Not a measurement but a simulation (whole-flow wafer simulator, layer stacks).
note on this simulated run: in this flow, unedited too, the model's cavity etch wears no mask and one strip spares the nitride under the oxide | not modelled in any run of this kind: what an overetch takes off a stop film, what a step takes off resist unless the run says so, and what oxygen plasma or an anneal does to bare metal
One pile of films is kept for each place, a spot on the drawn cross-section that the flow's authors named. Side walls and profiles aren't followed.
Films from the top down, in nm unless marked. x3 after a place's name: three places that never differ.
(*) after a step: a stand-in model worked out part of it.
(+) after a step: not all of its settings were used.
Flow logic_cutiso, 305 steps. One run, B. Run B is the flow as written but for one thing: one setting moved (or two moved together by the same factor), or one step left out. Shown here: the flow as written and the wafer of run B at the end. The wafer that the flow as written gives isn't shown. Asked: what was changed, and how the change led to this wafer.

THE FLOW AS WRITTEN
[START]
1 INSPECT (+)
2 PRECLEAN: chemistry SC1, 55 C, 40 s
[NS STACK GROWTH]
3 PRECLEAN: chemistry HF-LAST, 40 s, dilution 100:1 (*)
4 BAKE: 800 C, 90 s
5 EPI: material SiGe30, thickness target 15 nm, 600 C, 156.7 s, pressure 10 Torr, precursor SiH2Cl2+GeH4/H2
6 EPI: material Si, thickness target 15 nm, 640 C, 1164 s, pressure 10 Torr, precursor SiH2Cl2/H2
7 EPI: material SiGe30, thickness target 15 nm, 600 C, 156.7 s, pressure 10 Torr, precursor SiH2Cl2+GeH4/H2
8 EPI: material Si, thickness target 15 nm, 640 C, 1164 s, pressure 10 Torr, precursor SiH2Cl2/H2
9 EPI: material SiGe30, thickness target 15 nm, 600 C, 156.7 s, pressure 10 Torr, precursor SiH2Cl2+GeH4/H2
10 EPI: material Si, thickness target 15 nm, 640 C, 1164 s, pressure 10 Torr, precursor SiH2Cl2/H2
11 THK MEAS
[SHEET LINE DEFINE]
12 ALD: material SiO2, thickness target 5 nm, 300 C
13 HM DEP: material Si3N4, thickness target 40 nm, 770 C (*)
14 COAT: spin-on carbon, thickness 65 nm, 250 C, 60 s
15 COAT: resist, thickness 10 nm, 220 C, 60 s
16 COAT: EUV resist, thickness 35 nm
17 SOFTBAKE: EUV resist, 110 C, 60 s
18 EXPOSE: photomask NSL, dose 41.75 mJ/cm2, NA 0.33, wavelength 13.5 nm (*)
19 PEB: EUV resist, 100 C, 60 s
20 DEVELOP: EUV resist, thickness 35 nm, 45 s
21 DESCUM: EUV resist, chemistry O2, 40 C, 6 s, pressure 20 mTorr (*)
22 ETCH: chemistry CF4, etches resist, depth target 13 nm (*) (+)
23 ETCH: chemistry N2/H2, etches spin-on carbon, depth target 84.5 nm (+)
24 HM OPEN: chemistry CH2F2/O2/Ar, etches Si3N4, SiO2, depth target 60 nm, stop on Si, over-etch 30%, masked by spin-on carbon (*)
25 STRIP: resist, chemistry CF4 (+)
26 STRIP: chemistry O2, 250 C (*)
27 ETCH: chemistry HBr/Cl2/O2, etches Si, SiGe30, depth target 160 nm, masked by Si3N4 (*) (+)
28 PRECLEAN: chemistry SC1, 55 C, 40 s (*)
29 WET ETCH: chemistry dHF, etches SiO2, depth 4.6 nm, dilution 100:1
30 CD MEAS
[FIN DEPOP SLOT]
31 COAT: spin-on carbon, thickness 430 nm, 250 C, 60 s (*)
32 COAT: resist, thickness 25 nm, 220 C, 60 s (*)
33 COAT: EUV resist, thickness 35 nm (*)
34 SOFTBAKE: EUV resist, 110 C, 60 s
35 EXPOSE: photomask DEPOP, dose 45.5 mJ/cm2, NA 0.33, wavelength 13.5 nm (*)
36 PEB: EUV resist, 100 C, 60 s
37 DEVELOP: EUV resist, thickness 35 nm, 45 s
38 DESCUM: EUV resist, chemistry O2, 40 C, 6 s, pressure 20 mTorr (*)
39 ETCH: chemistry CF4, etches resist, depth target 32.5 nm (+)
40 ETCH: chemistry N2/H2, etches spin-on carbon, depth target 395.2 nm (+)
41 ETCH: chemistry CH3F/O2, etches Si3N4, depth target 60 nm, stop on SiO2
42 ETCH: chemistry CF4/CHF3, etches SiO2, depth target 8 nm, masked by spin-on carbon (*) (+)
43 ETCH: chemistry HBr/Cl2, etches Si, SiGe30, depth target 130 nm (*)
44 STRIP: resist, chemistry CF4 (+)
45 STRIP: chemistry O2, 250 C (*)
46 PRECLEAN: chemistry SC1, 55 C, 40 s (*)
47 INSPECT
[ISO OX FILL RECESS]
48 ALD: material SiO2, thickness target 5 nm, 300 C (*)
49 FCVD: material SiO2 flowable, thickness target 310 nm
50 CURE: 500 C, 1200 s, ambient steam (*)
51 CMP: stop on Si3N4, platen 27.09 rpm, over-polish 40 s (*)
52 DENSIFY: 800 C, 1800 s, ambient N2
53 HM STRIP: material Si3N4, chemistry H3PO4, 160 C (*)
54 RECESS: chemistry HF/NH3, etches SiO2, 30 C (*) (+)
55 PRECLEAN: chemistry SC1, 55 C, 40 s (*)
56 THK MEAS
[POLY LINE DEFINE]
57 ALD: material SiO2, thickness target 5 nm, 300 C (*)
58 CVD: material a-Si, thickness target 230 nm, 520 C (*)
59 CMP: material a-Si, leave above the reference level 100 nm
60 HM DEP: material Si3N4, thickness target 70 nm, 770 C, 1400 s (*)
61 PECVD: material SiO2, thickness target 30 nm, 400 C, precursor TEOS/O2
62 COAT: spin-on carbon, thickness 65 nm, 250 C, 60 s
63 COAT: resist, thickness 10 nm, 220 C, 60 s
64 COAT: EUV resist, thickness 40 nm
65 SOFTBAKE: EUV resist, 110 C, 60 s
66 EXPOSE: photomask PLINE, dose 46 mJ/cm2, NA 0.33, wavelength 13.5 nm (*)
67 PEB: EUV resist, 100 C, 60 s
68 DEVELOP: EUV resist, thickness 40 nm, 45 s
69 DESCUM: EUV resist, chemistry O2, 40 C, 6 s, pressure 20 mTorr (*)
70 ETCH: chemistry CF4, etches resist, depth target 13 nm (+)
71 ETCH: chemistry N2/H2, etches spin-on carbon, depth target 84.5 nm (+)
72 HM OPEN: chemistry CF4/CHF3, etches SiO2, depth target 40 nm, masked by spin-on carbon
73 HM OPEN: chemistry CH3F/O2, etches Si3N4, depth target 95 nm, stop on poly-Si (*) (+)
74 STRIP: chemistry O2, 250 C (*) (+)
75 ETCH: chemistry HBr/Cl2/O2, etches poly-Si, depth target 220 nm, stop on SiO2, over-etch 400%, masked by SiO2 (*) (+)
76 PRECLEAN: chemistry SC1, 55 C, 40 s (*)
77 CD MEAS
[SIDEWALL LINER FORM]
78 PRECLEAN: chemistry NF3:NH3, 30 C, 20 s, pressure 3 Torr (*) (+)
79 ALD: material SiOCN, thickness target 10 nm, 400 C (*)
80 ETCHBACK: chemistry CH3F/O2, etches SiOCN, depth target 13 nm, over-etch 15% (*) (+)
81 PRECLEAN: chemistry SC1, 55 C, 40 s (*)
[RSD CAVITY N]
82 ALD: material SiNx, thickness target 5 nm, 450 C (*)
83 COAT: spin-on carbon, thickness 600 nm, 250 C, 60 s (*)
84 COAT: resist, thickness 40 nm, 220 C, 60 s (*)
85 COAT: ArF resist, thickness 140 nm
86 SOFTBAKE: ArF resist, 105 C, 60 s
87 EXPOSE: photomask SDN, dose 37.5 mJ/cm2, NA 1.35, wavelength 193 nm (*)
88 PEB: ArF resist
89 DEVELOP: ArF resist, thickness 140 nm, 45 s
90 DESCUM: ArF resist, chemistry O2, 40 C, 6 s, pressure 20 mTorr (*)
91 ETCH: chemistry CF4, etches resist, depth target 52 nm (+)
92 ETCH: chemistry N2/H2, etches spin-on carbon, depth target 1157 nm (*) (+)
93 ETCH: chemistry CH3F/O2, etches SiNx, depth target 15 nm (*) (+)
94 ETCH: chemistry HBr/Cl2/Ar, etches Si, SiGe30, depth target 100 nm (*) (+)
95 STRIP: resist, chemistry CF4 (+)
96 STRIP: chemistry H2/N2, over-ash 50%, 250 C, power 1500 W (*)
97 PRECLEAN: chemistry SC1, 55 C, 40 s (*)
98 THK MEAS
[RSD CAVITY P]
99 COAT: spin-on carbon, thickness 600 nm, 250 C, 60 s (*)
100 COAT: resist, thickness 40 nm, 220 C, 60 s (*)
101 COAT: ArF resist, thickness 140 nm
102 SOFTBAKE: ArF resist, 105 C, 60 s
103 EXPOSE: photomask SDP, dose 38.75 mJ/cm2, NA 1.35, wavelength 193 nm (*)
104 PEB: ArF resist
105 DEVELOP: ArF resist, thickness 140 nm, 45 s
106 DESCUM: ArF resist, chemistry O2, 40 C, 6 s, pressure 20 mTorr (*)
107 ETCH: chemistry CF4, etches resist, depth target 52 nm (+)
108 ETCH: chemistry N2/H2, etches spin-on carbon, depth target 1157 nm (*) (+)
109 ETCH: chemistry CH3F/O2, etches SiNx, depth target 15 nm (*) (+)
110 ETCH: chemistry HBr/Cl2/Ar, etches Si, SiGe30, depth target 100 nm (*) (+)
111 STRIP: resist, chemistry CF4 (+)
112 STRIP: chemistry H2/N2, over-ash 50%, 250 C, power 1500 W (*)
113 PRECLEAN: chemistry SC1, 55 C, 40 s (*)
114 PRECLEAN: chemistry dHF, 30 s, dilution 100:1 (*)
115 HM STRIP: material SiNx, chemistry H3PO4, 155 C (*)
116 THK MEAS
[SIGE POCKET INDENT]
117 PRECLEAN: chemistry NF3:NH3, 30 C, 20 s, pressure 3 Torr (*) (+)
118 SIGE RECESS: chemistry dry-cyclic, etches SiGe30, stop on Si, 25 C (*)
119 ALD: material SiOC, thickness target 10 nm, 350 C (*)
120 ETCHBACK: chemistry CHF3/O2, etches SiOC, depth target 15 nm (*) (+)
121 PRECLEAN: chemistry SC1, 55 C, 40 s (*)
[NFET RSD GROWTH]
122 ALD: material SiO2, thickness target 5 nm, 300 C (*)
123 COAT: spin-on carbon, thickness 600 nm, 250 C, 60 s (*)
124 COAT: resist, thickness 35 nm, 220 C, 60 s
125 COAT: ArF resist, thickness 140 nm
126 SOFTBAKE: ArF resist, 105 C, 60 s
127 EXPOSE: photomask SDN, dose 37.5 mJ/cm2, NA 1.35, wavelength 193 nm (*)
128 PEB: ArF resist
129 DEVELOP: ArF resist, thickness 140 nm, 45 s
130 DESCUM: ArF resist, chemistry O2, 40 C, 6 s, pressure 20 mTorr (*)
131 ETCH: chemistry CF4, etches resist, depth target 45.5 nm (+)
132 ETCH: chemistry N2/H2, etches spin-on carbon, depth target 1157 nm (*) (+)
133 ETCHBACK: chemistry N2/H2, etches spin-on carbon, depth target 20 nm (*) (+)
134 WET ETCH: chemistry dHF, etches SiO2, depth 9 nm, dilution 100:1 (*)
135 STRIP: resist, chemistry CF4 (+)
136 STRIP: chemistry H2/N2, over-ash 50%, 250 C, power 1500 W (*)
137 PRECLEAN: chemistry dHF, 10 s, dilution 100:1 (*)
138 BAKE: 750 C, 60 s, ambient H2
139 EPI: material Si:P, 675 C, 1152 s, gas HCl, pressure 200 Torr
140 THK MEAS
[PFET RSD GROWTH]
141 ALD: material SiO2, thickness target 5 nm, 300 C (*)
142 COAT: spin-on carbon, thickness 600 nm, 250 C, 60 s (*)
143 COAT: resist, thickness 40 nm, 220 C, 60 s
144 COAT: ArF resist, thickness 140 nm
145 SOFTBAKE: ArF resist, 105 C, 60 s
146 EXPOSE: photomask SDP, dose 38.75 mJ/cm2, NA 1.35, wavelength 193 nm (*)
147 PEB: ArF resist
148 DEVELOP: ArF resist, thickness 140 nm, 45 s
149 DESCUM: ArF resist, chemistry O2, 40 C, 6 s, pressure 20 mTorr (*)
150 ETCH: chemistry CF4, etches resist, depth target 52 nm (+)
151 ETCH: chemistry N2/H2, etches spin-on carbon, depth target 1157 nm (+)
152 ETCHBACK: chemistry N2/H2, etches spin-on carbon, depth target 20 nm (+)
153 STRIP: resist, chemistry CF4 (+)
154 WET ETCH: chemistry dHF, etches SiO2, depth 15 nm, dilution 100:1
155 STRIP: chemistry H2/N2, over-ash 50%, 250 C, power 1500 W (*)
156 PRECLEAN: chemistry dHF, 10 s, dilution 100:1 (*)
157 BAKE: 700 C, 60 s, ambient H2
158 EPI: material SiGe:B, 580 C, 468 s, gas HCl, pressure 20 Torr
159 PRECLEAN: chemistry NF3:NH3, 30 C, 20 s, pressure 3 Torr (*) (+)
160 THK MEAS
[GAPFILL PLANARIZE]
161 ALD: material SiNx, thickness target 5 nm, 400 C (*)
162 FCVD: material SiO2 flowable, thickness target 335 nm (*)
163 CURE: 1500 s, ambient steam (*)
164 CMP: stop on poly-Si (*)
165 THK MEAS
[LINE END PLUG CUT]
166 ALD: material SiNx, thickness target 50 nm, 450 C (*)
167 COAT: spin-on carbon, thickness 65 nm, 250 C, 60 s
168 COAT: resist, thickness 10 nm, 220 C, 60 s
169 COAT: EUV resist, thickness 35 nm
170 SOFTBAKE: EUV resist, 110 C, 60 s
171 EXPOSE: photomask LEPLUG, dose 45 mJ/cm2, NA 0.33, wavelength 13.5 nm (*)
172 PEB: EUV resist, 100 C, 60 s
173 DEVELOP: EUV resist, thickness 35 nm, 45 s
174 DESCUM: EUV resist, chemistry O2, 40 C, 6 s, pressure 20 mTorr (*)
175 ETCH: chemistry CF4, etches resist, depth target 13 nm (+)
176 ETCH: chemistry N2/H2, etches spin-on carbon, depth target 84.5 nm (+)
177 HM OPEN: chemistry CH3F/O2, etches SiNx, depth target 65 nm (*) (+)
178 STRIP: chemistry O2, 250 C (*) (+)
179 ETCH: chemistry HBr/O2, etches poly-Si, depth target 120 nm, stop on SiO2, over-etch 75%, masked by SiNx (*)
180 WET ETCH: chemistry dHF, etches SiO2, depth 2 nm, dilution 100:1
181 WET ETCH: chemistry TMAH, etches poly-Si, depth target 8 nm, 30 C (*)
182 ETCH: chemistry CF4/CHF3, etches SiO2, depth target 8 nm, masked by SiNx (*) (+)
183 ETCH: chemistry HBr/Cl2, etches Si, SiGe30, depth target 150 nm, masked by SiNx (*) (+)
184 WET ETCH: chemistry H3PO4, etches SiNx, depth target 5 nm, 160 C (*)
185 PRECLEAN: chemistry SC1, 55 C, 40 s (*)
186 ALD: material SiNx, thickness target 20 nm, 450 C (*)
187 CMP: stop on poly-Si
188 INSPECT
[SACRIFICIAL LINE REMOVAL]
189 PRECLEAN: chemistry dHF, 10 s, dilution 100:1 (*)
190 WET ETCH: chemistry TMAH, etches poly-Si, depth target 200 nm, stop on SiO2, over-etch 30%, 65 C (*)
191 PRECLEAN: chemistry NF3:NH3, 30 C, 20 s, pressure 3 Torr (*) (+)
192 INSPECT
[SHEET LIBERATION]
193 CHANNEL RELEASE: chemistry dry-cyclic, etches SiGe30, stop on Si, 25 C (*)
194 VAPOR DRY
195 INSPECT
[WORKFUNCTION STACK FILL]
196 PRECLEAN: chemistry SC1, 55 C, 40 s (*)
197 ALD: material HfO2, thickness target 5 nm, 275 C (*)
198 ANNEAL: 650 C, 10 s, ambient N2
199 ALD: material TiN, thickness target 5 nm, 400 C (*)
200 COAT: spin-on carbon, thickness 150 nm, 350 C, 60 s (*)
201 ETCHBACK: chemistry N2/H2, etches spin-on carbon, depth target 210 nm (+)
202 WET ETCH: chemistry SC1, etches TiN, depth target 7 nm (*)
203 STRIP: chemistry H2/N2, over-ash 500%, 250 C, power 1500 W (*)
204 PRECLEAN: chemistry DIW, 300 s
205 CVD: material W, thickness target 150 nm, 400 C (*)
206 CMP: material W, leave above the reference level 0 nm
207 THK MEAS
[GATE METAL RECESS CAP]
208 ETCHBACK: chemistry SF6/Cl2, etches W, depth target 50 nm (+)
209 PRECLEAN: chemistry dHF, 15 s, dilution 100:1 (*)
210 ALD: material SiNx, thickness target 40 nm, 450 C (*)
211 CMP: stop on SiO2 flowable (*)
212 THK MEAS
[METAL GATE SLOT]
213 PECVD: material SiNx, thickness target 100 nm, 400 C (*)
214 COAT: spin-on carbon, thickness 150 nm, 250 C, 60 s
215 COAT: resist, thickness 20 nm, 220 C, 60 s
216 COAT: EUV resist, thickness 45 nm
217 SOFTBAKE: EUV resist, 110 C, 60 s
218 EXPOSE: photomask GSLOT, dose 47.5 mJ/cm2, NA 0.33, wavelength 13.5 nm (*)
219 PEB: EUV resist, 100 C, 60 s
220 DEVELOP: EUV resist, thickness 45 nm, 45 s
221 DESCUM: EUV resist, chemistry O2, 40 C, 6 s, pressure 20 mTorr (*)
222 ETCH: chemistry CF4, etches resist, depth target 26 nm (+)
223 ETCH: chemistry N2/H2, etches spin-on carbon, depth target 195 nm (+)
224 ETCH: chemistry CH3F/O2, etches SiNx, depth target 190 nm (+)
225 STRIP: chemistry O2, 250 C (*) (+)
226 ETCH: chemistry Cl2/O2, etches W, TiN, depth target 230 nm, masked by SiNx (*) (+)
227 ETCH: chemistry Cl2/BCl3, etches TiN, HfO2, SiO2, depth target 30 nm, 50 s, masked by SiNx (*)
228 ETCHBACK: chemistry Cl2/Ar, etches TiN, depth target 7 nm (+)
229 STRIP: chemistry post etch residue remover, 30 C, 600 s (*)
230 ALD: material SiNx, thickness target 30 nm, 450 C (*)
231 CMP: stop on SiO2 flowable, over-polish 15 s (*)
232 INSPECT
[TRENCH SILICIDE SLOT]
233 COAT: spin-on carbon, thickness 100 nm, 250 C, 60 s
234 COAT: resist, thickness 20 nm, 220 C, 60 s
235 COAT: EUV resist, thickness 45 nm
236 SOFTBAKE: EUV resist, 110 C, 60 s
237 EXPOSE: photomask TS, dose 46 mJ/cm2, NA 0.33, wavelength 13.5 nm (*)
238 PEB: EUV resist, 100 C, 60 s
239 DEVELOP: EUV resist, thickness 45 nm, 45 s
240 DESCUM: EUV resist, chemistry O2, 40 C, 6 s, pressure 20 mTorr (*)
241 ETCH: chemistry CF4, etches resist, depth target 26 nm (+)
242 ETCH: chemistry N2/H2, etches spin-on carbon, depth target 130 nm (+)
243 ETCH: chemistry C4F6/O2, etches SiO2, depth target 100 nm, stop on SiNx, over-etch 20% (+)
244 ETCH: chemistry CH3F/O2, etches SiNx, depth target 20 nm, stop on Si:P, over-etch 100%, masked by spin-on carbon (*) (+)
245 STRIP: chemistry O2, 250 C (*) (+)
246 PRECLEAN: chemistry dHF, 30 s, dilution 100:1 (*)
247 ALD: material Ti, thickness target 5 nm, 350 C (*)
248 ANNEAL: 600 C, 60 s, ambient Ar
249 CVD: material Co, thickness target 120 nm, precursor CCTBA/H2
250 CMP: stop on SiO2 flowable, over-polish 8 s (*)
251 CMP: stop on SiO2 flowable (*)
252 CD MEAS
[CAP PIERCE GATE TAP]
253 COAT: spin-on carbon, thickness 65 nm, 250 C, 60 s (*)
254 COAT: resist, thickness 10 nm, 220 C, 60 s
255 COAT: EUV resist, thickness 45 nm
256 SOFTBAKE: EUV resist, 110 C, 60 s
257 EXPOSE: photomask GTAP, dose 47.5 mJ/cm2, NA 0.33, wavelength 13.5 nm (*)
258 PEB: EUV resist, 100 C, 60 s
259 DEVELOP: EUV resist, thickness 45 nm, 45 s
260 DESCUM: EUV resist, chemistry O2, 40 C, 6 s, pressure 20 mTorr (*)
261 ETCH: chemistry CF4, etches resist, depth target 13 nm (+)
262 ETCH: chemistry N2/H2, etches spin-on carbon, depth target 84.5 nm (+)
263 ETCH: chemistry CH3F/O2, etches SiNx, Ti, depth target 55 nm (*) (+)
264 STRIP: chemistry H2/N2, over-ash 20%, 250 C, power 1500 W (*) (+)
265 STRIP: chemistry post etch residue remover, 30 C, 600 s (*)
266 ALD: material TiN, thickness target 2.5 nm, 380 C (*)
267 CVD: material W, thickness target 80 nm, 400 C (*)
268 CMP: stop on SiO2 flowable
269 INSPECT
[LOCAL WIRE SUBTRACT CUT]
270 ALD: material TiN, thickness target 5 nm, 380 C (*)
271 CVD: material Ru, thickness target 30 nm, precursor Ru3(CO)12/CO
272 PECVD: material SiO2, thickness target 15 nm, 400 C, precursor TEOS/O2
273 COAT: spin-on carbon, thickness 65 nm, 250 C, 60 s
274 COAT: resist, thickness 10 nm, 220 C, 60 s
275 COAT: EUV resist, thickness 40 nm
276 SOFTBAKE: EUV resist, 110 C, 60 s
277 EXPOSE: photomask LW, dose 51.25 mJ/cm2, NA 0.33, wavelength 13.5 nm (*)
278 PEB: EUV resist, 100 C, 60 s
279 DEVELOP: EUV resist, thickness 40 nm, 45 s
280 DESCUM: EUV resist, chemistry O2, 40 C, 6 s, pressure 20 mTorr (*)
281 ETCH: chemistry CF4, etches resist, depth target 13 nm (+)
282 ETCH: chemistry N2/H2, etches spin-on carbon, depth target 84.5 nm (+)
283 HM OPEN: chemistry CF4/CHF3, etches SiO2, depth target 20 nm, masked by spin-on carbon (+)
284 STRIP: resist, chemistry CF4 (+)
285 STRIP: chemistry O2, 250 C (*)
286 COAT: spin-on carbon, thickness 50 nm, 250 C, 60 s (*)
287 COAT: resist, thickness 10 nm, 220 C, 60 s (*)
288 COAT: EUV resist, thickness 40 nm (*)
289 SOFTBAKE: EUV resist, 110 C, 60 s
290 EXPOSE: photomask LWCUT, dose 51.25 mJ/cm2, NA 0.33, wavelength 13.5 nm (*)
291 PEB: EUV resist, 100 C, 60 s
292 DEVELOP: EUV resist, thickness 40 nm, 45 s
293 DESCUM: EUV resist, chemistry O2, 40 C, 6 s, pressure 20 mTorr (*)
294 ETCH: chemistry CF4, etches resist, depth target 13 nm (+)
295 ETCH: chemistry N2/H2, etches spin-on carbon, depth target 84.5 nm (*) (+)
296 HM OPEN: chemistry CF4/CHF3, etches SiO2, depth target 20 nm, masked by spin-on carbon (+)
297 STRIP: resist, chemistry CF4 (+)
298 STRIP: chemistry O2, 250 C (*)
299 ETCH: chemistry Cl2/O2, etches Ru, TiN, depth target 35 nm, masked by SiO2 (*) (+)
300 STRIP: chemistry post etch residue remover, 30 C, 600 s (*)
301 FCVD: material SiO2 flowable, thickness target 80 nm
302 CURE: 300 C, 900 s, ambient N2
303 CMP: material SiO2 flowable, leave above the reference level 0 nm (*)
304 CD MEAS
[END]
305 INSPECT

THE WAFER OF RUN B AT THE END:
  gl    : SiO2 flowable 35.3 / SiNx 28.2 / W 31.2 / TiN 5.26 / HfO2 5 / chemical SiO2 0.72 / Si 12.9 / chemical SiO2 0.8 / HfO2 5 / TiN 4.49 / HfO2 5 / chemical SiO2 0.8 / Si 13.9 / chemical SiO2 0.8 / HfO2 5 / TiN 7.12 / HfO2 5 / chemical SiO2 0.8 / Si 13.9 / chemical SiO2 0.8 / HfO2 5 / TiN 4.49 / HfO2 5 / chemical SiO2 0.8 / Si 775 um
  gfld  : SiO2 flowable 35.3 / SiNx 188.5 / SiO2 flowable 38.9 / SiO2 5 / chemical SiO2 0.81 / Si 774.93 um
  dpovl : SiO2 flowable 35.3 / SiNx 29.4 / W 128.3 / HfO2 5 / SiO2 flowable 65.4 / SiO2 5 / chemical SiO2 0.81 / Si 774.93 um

The cause: step 7, EPI: thickness target 17.6 nm was run, where the flow has thickness target 15 nm; step 7, EPI: 184.1 s was run, where the flow has 156.7 s.

How the change led to this, step by step:
  7 EPI: material SiGe30, thickness target 15 nm, 600 C, 156.7 s, pressure 10 Torr, precursor SiH2Cl2+GeH4/H2
      depop, dpovl, gfld and 19 more: SiGe30 +17.6 (new film) (as written it would be: SiGe30 +15 (new film))
  27 ETCH: chemistry HBr/Cl2/O2, etches Si, SiGe30, depth target 160 nm, masked by Si3N4 (*) (+)
      gfld, gxf, iso, lnri: chemical SiO2 -0.79 (all of it), Si -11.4 (all of it), SiGe30 -15 (all of it), Si -15 (all of it), SiGe30 -17.6 (all of it), Si -15 (all of it), SiGe30 -15 (all of it), Si -71 (as written it would be: chemical SiO2 -0.79 (all of it), Si -11.4 (all of it), SiGe30 -15 (all of it), Si -15 (all of it), SiGe30 -15 (all of it), Si -15 (all of it), SiGe30 -15 (all of it), Si -73.6)
      dpovl, nsgap: chemical SiO2 -0.79 (all of it), Si -11.8 (all of it), SiGe30 -15 (all of it), Si -15 (all of it), SiGe30 -17.6 (all of it), Si -15 (all of it), SiGe30 -15 (all of it), Si -70.6 (as written it would be: chemical SiO2 -0.79 (all of it), Si -11.8 (all of it), SiGe30 -15 (all of it), Si -15 (all of it), SiGe30 -15 (all of it), Si -15 (all of it), SiGe30 -15 (all of it), Si -73.2)
      (and at 1 more place)
  43 ETCH: chemistry HBr/Cl2, etches Si, SiGe30, depth target 130 nm (*)
      depop: Si -14 (all of it), SiGe30 -15 (all of it), Si -15 (all of it), SiGe30 -17.6 (all of it), Si -15 (all of it), SiGe30 -15 (all of it), Si -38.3 (as written it would be: Si -14 (all of it), SiGe30 -15 (all of it), Si -15 (all of it), SiGe30 -15 (all of it), Si -15 (all of it), SiGe30 -15 (all of it), Si -41)
  94 ETCH: chemistry HBr/Cl2/Ar, etches Si, SiGe30, depth target 100 nm (*) (+)
      rsdn, rsdx: chemical SiO2 -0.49 (all of it), Si -12.8 (all of it), SiGe30 -15 (all of it), Si -15 (all of it), SiGe30 -17.6 (all of it), Si -15 (all of it), SiGe30 -15 (all of it), Si -9.54 (as written it would be: chemical SiO2 -0.49 (all of it), Si -12.8 (all of it), SiGe30 -15 (all of it), Si -15 (all of it), SiGe30 -15 (all of it), Si -15 (all of it), SiGe30 -15 (all of it), Si -12.2)
  110 ETCH: chemistry HBr/Cl2/Ar, etches Si, SiGe30, depth target 100 nm (*) (+)
      rsdp, rsdw: chemical SiO2 -0.49 (all of it), Si -12.8 (all of it), SiGe30 -15 (all of it), Si -15 (all of it), SiGe30 -17.6 (all of it), Si -15 (all of it), SiGe30 -15 (all of it), Si -9.54 (as written it would be: chemical SiO2 -0.49 (all of it), Si -12.8 (all of it), SiGe30 -15 (all of it), Si -15 (all of it), SiGe30 -15 (all of it), Si -15 (all of it), SiGe30 -15 (all of it), Si -12.2)
  118 SIGE RECESS: chemistry dry-cyclic, etches SiGe30, stop on Si, 25 C (*)
      lnr, lnrp, lnrt: SiOCN -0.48, Si -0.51, cavity +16 (new film), SiGe30 -15 (all of it), Si -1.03, cavity +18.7 (new film), SiGe30 -17.6 (all of it), Si -1.03, cavity +16 (new film), SiGe30 -15 (all of it), Si -0.51 (as written it would be: SiOCN -0.48, Si -0.51, cavity +16 (new film), SiGe30 -15 (all of it), Si -1.03, cavity +16 (new film), SiGe30 -15 (all of it), Si -1.03, cavity +16 (new film), SiGe30 -15 (all of it), Si -0.51)
  119 ALD: material SiOC, thickness target 10 nm, 350 C (*)
      lnr, lnrp, lnrt: SiOC +10 (new film), SiOC +16 (new film), cavity -16 (all of it), SiOC +18.7 (new film), cavity -18.7 (all of it), SiOC +16 (new film), cavity -16 (all of it) (as written it would be: SiOC +10 (new film), SiOC +16 (new film), cavity -16 (all of it), SiOC +16 (new film), cavity -16 (all of it), SiOC +16 (new film), cavity -16 (all of it))
  183 ETCH: chemistry HBr/Cl2, etches Si, SiGe30, depth target 150 nm, masked by SiNx (*) (+)
      plug: Si -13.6 (all of it), SiGe30 -15 (all of it), Si -15 (all of it), SiGe30 -17.6 (all of it), Si -15 (all of it), SiGe30 -15 (all of it), Si -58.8 (as written it would be: Si -13.6 (all of it), SiGe30 -15 (all of it), Si -15 (all of it), SiGe30 -15 (all of it), Si -15 (all of it), SiGe30 -15 (all of it), Si -61.4)
  193 CHANNEL RELEASE: chemistry dry-cyclic, etches SiGe30, stop on Si, 25 C (*)
      gl, glp, gxn, gxp, ns, tap: chemical SiO2 +0.8 (new film), Si -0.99, chemical SiO2 +0.8 (new film), cavity +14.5 (new film), chemical SiO2 +0.8 (new film), SiGe30 -15 (all of it), Si -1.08, chemical SiO2 +0.8 (new film), cavity +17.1 (new film), chemical SiO2 +0.8 (new film), SiGe30 -17.6 (all of it), Si -1.08, chemical SiO2 +0.8 (new film), cavity +14.5 (new film), chemical SiO2 +0.8 (new film), SiGe30 -15 (all of it), Si -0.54 (as written it would be: chemical SiO2 +0.8 (new film), Si -0.99, chemical SiO2 +0.8 (new film), cavity +14.5 (new film), chemical SiO2 +0.8 (new film), SiGe30 -15 (all of it), Si -1.08, chemical SiO2 +0.8 (new film), cavity +14.5 (new film), chemical SiO2 +0.8 (new film), SiGe30 -15 (all of it), Si -1.08, chemical SiO2 +0.8 (new film), cavity +14.5 (new film), chemical SiO2 +0.8 (new film), SiGe30 -15 (all of it), Si -0.54)
  199 ALD: material TiN, thickness target 5 nm, 400 C (*)
      gl, glp, tap: TiN +5.26 (new film), TiN +4.49 (new film), cavity -4.49 (all of it), TiN +7.12 (new film), cavity -7.12 (all of it), TiN +4.49 (new film), cavity -4.49 (all of it) (as written it would be: TiN +5.26 (new film), TiN +4.49 (new film), cavity -4.49 (all of it), TiN +4.49 (new film), cavity -4.49 (all of it), TiN +4.49 (new film), cavity -4.49 (all of it))
      gxn, gxp, ns: TiN +5 (new film), TiN +4.49 (new film), cavity -4.49 (all of it), TiN +7.12 (new film), cavity -7.12 (all of it), TiN +4.49 (new film), cavity -4.49 (all of it) (as written it would be: TiN +5 (new film), TiN +4.49 (new film), cavity -4.49 (all of it), TiN +4.49 (new film), cavity -4.49 (all of it), TiN +4.49 (new film), cavity -4.49 (all of it))
